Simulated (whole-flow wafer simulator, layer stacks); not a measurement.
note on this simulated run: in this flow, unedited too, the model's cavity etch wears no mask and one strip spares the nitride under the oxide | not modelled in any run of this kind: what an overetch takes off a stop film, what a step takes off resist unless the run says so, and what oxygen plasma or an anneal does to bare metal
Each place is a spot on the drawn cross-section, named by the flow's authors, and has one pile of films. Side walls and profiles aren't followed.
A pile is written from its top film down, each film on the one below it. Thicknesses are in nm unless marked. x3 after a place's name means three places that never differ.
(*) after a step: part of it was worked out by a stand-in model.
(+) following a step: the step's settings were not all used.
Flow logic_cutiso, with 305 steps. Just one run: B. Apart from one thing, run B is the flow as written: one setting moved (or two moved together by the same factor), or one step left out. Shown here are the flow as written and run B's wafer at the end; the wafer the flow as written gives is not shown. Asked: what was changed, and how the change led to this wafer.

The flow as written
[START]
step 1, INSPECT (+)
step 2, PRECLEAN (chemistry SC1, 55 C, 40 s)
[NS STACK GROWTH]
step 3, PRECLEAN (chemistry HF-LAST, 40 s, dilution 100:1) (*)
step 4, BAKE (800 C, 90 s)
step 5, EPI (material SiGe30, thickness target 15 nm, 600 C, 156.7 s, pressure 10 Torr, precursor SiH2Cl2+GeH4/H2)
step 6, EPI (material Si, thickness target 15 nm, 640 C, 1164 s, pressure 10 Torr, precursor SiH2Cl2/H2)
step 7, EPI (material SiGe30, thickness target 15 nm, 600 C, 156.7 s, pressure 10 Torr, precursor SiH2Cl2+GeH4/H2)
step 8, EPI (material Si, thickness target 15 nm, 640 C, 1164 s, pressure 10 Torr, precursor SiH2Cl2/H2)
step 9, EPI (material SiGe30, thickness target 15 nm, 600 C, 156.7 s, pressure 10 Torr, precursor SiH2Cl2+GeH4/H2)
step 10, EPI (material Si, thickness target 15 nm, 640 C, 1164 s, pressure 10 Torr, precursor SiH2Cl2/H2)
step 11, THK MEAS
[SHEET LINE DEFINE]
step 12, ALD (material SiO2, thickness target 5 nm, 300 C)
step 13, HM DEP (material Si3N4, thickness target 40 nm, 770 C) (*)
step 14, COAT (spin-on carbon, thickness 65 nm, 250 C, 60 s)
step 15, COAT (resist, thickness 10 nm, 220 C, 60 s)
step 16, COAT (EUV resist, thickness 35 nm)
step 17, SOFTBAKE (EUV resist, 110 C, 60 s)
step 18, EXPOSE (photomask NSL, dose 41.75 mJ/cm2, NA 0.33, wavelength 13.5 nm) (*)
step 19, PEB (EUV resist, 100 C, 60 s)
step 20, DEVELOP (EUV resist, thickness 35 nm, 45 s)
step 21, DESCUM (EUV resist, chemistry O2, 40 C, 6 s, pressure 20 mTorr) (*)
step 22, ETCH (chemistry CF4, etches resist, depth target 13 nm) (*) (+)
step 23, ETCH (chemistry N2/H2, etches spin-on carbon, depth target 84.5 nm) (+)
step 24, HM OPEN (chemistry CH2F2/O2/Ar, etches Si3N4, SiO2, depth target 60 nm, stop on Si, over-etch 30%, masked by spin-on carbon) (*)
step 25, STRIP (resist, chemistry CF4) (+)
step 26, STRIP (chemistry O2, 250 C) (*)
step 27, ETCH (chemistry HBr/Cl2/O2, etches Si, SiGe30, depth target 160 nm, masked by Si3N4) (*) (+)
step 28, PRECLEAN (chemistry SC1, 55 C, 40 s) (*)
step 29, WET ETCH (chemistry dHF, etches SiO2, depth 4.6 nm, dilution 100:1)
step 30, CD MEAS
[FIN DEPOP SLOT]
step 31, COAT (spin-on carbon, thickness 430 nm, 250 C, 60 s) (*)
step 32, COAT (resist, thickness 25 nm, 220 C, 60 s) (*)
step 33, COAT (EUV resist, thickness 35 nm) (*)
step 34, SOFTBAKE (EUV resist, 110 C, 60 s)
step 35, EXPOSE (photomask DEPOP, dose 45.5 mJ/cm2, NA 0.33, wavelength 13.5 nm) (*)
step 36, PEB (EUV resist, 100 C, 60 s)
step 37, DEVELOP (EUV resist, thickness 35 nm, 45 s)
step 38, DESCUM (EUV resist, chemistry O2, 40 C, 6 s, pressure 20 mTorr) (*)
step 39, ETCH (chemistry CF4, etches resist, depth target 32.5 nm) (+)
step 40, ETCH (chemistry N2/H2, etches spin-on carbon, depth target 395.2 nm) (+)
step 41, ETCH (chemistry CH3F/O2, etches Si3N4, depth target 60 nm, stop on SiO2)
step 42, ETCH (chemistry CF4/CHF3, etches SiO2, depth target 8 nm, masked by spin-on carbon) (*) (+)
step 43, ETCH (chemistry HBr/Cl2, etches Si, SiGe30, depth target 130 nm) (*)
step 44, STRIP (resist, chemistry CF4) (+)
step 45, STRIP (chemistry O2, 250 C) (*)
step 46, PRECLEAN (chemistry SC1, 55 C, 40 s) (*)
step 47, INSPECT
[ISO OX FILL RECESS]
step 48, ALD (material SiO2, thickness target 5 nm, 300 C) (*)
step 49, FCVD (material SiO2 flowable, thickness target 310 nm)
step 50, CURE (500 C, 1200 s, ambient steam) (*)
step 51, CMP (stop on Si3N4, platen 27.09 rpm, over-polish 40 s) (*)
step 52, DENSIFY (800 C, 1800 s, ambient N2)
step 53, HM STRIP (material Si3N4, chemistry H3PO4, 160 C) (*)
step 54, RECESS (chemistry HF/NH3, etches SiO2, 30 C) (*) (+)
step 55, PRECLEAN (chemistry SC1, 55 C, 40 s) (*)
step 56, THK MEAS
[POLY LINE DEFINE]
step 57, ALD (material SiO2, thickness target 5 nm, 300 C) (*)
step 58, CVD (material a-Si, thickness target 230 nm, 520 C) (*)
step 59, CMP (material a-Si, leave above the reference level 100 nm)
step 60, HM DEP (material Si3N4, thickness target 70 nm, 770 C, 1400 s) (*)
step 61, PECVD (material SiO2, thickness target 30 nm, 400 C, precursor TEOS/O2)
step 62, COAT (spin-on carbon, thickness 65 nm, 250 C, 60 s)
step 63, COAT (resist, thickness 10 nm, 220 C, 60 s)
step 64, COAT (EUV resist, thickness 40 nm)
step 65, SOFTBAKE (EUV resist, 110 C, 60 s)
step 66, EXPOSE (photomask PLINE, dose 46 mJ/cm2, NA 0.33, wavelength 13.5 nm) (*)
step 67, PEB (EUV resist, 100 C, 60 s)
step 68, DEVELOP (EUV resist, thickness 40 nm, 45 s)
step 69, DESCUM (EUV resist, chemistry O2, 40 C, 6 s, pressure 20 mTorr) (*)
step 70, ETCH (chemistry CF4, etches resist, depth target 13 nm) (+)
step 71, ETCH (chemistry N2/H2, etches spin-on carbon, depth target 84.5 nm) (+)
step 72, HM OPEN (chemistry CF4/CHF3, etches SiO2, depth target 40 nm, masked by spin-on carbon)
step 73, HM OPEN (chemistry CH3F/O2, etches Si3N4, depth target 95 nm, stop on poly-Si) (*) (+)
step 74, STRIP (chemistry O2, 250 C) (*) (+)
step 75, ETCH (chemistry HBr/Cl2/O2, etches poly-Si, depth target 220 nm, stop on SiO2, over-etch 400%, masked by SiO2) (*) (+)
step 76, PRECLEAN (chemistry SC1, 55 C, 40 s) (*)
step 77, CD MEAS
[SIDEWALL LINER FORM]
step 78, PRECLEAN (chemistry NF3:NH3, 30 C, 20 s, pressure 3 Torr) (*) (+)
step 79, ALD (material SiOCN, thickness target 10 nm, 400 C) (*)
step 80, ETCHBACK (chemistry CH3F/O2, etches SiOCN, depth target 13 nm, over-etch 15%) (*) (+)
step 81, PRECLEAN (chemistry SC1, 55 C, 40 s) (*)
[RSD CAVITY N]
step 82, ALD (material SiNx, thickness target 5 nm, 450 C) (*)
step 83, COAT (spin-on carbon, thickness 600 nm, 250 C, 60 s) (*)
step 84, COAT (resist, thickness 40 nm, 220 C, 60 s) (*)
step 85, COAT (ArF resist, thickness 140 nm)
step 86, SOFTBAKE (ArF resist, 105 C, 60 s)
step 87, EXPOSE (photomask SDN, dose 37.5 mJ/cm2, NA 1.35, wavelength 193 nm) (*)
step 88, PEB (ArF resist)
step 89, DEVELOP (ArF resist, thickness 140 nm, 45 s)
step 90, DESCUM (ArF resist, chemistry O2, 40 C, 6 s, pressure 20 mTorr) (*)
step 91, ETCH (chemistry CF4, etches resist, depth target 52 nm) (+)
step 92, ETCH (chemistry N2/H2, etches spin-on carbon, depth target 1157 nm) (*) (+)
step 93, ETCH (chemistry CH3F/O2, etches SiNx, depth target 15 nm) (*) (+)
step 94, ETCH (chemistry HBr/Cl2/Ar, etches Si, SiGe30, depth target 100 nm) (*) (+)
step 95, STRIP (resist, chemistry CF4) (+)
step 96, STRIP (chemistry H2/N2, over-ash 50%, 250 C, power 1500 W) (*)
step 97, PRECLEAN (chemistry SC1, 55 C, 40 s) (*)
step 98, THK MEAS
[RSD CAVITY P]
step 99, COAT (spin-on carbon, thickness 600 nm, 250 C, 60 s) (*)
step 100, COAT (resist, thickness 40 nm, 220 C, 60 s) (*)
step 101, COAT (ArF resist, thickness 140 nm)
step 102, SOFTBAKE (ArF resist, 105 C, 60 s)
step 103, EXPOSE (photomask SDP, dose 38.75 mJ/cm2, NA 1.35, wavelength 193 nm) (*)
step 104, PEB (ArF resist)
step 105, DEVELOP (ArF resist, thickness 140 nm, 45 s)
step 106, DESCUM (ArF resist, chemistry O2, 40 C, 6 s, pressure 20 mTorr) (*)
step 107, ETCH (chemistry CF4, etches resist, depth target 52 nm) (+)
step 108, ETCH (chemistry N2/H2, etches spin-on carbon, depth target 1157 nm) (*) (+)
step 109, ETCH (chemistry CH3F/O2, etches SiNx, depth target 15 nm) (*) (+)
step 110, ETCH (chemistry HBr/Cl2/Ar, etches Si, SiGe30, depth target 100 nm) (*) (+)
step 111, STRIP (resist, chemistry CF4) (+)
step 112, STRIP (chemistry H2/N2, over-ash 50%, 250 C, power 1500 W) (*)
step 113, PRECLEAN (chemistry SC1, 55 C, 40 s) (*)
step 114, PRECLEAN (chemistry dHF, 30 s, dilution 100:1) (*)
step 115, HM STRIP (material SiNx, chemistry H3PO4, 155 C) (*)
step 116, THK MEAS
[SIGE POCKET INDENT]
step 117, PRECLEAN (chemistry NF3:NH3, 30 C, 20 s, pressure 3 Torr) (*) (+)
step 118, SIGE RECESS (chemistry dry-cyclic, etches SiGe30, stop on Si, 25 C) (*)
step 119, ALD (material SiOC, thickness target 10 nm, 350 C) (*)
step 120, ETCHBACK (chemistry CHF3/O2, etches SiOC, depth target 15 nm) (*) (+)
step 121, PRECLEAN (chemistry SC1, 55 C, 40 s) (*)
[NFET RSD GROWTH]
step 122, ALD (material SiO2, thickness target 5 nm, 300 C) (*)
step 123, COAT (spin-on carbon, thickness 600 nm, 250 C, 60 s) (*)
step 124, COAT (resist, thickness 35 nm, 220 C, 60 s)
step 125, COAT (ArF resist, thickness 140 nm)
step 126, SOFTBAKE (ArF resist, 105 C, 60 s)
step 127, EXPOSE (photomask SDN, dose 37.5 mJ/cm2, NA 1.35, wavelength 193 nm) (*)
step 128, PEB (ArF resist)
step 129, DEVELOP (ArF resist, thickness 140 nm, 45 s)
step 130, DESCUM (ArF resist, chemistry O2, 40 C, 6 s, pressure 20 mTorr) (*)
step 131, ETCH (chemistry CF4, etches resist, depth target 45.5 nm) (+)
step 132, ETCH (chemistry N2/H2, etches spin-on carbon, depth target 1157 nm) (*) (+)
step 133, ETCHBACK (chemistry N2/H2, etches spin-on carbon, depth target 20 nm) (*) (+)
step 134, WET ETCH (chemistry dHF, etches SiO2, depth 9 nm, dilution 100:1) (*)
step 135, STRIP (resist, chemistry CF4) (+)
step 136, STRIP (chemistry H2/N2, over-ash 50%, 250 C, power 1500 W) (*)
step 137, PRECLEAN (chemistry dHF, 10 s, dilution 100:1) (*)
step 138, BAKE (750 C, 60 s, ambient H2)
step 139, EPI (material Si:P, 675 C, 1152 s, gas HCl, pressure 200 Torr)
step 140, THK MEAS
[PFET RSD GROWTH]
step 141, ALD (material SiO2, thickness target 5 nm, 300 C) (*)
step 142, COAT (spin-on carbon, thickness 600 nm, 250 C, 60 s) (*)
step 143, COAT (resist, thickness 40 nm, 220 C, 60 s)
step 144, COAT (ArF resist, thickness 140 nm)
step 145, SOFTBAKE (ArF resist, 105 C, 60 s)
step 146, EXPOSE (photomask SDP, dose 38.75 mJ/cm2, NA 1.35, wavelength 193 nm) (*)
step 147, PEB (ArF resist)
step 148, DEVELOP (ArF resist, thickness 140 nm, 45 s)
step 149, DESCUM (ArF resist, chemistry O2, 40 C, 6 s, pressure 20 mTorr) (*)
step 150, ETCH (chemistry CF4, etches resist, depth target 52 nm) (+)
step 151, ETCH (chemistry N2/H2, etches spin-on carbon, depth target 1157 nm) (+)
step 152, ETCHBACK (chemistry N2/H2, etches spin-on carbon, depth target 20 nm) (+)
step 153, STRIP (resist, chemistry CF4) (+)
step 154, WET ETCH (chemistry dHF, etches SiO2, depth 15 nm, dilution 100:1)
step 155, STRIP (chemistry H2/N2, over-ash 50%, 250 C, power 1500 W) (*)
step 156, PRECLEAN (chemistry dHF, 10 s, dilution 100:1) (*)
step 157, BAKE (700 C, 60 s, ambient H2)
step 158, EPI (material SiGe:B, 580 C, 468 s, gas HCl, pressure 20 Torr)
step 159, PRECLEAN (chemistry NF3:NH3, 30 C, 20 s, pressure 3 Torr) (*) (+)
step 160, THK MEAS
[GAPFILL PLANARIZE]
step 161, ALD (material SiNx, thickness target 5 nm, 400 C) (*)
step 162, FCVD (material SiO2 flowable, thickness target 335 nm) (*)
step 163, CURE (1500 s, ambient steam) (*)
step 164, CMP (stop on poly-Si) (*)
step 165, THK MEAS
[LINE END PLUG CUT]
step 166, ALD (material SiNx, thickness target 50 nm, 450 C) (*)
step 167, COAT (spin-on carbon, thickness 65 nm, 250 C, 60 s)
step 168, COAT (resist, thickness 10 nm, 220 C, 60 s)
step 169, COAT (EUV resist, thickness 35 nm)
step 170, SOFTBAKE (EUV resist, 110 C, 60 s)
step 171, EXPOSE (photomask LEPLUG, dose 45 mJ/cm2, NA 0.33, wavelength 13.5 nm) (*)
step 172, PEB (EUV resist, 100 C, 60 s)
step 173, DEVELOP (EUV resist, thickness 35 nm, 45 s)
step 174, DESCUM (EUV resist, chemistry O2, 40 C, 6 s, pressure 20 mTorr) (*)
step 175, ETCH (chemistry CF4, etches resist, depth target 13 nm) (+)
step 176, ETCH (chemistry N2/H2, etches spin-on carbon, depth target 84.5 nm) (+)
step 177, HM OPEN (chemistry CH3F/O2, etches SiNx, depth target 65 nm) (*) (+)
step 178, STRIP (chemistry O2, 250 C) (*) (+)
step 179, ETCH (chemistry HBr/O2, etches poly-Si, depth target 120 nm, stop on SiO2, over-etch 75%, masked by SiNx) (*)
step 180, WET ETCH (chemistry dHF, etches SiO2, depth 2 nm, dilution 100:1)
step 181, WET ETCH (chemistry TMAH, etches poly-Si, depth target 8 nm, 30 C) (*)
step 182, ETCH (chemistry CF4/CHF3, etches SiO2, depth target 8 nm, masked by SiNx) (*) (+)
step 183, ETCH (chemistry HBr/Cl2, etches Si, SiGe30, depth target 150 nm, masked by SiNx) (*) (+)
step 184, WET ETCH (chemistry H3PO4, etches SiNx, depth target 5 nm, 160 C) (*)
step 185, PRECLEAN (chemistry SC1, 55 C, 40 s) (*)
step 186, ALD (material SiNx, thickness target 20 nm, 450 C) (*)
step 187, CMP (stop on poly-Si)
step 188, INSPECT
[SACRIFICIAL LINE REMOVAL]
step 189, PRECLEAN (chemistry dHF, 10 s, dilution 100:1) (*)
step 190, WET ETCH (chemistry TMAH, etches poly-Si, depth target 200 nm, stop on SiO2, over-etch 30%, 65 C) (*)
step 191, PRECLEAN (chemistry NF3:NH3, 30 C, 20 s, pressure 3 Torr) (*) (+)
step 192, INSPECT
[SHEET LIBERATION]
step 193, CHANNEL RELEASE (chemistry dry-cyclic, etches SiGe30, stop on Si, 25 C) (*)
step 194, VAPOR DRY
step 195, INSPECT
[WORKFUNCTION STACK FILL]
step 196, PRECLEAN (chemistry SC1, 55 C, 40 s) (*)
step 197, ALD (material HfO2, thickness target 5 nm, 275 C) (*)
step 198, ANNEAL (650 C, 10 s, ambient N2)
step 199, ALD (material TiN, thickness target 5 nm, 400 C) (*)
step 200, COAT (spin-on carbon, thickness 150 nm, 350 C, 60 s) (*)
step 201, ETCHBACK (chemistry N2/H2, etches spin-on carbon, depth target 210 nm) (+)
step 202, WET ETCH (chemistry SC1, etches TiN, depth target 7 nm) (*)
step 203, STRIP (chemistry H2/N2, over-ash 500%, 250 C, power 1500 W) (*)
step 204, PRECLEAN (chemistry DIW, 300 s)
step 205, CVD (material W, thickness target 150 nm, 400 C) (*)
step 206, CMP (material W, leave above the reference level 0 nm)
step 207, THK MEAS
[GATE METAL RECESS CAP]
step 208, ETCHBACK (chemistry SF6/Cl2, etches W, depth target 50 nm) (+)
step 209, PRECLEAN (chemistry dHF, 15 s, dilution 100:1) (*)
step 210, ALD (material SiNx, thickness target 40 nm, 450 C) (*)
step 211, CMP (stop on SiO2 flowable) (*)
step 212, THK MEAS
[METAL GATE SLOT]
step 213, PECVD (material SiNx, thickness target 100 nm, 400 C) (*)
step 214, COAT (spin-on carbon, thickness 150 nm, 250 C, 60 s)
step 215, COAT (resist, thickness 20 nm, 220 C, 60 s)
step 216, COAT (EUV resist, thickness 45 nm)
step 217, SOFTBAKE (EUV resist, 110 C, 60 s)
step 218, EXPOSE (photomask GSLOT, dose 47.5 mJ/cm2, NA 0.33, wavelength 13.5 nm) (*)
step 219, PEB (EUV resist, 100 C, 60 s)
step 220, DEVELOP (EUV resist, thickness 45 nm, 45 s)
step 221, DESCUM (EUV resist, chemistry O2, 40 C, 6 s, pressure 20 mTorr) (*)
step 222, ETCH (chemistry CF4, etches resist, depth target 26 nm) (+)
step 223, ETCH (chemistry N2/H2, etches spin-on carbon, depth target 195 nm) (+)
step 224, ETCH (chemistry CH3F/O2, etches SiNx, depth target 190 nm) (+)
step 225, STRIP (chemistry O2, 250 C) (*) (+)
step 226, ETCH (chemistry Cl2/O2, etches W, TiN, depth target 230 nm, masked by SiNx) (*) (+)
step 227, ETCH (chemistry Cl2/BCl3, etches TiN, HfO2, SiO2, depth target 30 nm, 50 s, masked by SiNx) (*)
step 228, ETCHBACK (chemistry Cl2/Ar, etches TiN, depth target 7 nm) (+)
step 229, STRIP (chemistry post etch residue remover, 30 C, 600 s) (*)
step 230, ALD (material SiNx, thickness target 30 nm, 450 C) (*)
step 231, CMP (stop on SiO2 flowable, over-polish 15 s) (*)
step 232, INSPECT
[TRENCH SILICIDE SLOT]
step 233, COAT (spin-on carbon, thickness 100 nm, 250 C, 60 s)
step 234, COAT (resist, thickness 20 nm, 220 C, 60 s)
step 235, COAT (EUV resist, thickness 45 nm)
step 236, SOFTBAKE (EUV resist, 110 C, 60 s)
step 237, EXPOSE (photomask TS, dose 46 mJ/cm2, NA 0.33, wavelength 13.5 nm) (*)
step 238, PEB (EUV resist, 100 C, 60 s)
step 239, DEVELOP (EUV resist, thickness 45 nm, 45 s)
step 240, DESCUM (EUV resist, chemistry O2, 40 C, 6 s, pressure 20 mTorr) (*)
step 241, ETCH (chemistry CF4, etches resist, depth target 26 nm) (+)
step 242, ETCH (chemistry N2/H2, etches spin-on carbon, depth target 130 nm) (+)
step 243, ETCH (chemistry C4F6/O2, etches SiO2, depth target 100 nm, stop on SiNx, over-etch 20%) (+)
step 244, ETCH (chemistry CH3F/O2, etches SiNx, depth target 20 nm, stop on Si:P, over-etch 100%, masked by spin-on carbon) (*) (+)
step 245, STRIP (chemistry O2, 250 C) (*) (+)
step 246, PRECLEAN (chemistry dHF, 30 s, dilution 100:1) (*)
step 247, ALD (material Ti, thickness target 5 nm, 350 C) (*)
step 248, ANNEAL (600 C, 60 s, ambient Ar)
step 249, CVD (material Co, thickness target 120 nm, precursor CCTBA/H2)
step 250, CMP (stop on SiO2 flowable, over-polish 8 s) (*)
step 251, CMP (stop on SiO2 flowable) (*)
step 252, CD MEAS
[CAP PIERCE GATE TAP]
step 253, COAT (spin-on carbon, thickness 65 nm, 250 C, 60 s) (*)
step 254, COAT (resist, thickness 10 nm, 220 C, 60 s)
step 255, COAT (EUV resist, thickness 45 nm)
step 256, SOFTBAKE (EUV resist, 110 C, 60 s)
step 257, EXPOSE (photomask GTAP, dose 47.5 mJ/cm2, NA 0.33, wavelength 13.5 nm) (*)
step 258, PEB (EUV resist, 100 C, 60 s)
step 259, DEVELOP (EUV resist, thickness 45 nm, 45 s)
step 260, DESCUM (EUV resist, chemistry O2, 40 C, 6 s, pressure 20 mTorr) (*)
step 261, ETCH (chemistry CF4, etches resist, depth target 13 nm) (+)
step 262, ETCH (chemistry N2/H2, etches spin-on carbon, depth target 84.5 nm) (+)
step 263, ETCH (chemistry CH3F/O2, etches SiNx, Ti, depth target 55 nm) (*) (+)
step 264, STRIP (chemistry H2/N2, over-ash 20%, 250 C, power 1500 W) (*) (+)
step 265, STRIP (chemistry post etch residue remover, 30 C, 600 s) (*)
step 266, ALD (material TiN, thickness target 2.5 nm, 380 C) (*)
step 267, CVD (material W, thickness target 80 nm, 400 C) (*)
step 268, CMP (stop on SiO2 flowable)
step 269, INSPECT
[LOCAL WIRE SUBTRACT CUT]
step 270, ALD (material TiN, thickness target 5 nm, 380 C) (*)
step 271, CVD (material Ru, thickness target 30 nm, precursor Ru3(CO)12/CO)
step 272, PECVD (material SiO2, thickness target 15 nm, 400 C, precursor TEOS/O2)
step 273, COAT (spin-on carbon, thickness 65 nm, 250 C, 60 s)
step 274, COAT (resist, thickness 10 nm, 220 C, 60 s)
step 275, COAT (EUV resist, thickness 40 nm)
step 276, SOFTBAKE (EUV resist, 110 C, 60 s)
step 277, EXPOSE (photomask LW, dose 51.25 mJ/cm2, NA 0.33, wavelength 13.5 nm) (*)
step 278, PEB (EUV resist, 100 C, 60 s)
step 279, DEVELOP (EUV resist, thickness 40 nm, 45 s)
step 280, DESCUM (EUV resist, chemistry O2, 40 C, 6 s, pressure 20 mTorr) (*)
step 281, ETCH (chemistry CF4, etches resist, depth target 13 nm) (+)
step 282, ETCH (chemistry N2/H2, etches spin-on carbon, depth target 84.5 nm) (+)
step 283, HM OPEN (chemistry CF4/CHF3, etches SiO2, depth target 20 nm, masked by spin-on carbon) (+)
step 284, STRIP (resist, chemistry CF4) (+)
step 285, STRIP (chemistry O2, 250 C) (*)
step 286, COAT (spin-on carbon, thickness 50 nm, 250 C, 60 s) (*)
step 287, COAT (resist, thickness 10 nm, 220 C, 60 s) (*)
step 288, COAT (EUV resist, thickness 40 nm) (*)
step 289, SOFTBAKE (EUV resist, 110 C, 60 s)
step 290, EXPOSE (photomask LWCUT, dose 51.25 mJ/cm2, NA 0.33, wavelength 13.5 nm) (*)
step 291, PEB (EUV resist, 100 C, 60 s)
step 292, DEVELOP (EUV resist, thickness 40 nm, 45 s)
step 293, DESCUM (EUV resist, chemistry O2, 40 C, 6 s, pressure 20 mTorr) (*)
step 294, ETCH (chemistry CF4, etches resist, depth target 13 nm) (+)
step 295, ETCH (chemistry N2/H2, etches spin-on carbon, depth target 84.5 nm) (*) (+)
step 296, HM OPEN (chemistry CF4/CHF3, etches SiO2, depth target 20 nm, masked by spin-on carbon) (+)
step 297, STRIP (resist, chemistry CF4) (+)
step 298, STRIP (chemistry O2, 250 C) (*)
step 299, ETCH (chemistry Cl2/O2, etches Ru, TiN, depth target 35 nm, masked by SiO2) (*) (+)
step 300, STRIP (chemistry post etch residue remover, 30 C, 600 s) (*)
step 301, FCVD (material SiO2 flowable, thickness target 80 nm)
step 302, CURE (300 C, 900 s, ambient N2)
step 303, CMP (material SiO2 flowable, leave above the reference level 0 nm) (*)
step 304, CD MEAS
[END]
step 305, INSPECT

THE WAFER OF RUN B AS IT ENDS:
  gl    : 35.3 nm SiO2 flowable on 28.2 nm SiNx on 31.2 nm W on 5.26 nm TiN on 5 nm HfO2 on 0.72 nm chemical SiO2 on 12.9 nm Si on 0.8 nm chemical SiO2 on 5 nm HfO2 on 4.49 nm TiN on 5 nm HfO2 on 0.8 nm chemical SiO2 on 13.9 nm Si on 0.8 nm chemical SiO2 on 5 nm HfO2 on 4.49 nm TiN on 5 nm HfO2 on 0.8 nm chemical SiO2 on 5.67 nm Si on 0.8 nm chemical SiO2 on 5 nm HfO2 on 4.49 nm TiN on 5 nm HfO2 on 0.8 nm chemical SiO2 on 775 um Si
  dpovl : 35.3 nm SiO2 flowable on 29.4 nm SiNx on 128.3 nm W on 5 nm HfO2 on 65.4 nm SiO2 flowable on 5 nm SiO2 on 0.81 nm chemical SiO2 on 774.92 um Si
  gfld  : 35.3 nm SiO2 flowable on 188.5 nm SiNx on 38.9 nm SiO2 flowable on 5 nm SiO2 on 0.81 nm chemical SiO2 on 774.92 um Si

The reason: step 6, EPI: thickness target 6.8 nm was run, while the flow as written has thickness target 15 nm; step 6, EPI: 524 s was run, where the flow has 1164 s.

The path from the change to this, step by step:
  step 6, EPI (material Si, thickness target 15 nm, 640 C, 1164 s, pressure 10 Torr, precursor SiH2Cl2/H2)
      depop, dpovl, gfld and 19 more: +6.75 Si (new film) (as written it would have been: +15 Si (new film))
  step 27, ETCH (chemistry HBr/Cl2/O2, etches Si, SiGe30, depth target 160 nm, masked by Si3N4) (*) (+)
      gfld, gxf, iso, lnri: -0.79 chemical SiO2 (all of it), -11.4 Si (all of it), -15 SiGe30 (all of it), -15 Si (all of it), -15 SiGe30 (all of it), -6.75 Si (all of it), -15 SiGe30 (all of it), -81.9 Si (as written it would have been: -0.79 chemical SiO2 (all of it), -11.4 Si (all of it), -15 SiGe30 (all of it), -15 Si (all of it), -15 SiGe30 (all of it), -15 Si (all of it), -15 SiGe30 (all of it), -73.6 Si)
      dpovl, nsgap: -0.79 chemical SiO2 (all of it), -11.8 Si (all of it), -15 SiGe30 (all of it), -15 Si (all of it), -15 SiGe30 (all of it), -6.75 Si (all of it), -15 SiGe30 (all of it), -81.5 Si (as written it would have been: -0.79 chemical SiO2 (all of it), -11.8 Si (all of it), -15 SiGe30 (all of it), -15 Si (all of it), -15 SiGe30 (all of it), -15 Si (all of it), -15 SiGe30 (all of it), -73.2 Si)
      (and at 1 other place as well)
  step 43, ETCH (chemistry HBr/Cl2, etches Si, SiGe30, depth target 130 nm) (*)
      depop: -14 Si (all of it), -15 SiGe30 (all of it), -15 Si (all of it), -15 SiGe30 (all of it), -6.75 Si (all of it), -15 SiGe30 (all of it), -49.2 Si (as written it would have been: -14 Si (all of it), -15 SiGe30 (all of it), -15 Si (all of it), -15 SiGe30 (all of it), -15 Si (all of it), -15 SiGe30 (all of it), -41 Si)
  step 94, ETCH (chemistry HBr/Cl2/Ar, etches Si, SiGe30, depth target 100 nm) (*) (+)
      rsdn, rsdx: -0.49 chemical SiO2 (all of it), -12.8 Si (all of it), -15 SiGe30 (all of it), -15 Si (all of it), -15 SiGe30 (all of it), -6.75 Si (all of it), -15 SiGe30 (all of it), -20.4 Si (as written it would have been: -0.49 chemical SiO2 (all of it), -12.8 Si (all of it), -15 SiGe30 (all of it), -15 Si (all of it), -15 SiGe30 (all of it), -15 Si (all of it), -15 SiGe30 (all of it), -12.2 Si)
  step 110, ETCH (chemistry HBr/Cl2/Ar, etches Si, SiGe30, depth target 100 nm) (*) (+)
      rsdp, rsdw: -0.49 chemical SiO2 (all of it), -12.8 Si (all of it), -15 SiGe30 (all of it), -15 Si (all of it), -15 SiGe30 (all of it), -6.75 Si (all of it), -15 SiGe30 (all of it), -20.4 Si (as written it would have been: -0.49 chemical SiO2 (all of it), -12.8 Si (all of it), -15 SiGe30 (all of it), -15 Si (all of it), -15 SiGe30 (all of it), -15 Si (all of it), -15 SiGe30 (all of it), -12.2 Si)
  step 183, ETCH (chemistry HBr/Cl2, etches Si, SiGe30, depth target 150 nm, masked by SiNx) (*) (+)
      plug: -13.6 Si (all of it), -15 SiGe30 (all of it), -15 Si (all of it), -15 SiGe30 (all of it), -6.75 Si (all of it), -15 SiGe30 (all of it), -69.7 Si (as written it would have been: -13.6 Si (all of it), -15 SiGe30 (all of it), -15 Si (all of it), -15 SiGe30 (all of it), -15 Si (all of it), -15 SiGe30 (all of it), -61.4 Si)
